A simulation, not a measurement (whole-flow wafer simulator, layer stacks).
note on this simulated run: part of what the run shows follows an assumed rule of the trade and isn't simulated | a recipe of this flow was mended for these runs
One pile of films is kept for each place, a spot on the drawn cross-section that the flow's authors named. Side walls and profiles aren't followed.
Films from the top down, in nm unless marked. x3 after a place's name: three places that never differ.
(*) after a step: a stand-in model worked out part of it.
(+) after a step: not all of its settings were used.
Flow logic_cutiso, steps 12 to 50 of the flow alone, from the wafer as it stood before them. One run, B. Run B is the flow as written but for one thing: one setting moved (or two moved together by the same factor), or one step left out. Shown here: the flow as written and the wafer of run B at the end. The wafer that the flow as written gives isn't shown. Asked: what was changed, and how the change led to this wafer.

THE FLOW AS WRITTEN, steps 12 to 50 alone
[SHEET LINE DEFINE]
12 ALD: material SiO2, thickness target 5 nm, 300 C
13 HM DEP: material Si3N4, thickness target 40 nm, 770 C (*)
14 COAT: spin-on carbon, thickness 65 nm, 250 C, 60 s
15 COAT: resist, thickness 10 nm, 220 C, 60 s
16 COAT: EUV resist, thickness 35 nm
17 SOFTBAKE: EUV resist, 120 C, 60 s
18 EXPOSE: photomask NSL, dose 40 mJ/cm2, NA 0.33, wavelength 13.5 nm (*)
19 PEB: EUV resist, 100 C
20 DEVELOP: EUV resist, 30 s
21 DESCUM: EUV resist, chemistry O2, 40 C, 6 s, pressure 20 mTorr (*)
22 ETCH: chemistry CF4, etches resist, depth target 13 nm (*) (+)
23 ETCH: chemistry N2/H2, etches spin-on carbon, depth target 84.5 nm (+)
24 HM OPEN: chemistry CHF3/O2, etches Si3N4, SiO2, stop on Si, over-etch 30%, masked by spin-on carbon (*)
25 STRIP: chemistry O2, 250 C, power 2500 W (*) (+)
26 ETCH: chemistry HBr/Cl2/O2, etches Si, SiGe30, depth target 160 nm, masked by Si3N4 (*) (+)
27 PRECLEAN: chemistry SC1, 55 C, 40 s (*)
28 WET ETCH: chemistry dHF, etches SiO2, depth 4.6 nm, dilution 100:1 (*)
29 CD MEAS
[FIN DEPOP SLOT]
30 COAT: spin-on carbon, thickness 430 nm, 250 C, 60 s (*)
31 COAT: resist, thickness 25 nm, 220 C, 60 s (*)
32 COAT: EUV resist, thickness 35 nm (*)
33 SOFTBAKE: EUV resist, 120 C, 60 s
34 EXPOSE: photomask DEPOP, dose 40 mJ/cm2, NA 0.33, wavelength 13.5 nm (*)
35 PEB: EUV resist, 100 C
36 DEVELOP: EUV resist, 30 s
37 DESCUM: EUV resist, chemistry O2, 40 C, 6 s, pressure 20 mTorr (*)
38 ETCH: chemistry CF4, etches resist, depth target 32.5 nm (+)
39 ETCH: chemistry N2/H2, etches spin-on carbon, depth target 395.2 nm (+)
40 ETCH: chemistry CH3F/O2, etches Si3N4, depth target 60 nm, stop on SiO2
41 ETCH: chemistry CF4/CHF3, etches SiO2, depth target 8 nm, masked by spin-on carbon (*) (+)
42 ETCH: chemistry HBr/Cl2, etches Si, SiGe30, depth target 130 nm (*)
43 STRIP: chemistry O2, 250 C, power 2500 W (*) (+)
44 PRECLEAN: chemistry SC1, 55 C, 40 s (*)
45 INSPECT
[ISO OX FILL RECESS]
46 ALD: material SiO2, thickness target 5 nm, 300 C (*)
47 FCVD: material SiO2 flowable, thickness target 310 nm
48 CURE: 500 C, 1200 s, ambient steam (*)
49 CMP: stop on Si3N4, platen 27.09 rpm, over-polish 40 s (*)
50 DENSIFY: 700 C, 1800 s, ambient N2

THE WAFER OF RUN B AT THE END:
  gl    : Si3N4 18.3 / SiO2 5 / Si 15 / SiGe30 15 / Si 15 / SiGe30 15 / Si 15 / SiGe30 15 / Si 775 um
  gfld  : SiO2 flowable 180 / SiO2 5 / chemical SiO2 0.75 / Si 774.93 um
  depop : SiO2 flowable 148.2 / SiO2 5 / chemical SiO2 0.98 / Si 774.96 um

The cause: step 13, HM DEP: thickness target 37.1 nm was run, where the flow has thickness target 40 nm.

How the change led to this, step by step:
  13 HM DEP: material Si3N4, thickness target 40 nm, 770 C (*)
      depop, dpovl, gfld and 19 more: Si3N4 +37.1 (new film) (as written it would be: Si3N4 +40 (new film))
  24 HM OPEN: chemistry CHF3/O2, etches Si3N4, SiO2, stop on Si, over-etch 30%, masked by spin-on carbon (*)
      depop, gl, glp and 12 more: resist -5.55 (all of it), spin-on carbon -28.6 (as written it would be: resist -5.55 (all of it), spin-on carbon -31.1)
      dpovl, gfld, gxf, iso, isow, lnri, nsgap: Si3N4 -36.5 (all of it), SiO2 -5 (all of it), Si -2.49 (as written it would be: Si3N4 -39.4 (all of it), SiO2 -5 (all of it), Si -2.67)
  25 STRIP: chemistry O2, 250 C, power 2500 W (*) (+)
      depop, gl, glp and 12 more: spin-on carbon -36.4 (all of it) (as written it would be: spin-on carbon -33.9 (all of it))
  40 ETCH: chemistry CH3F/O2, etches Si3N4, depth target 60 nm, stop on SiO2
      gfld, gxf, gxn and 8 more: resist -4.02 (as written it would be: resist -4.6)
      gl, glp, gxp and 6 more: resist -4.03 (as written it would be: resist -4.6)
      (and at 2 more places)
  41 ETCH: chemistry CF4/CHF3, etches SiO2, depth target 8 nm, masked by spin-on carbon (*) (+)
      gfld: resist -8 (as written it would be: resist -7.79 (all of it), spin-on carbon -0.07)
      gxf: resist -8.03 (all of it) (as written it would be: resist -7.47 (all of it), spin-on carbon -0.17)
      (and at 18 more places)
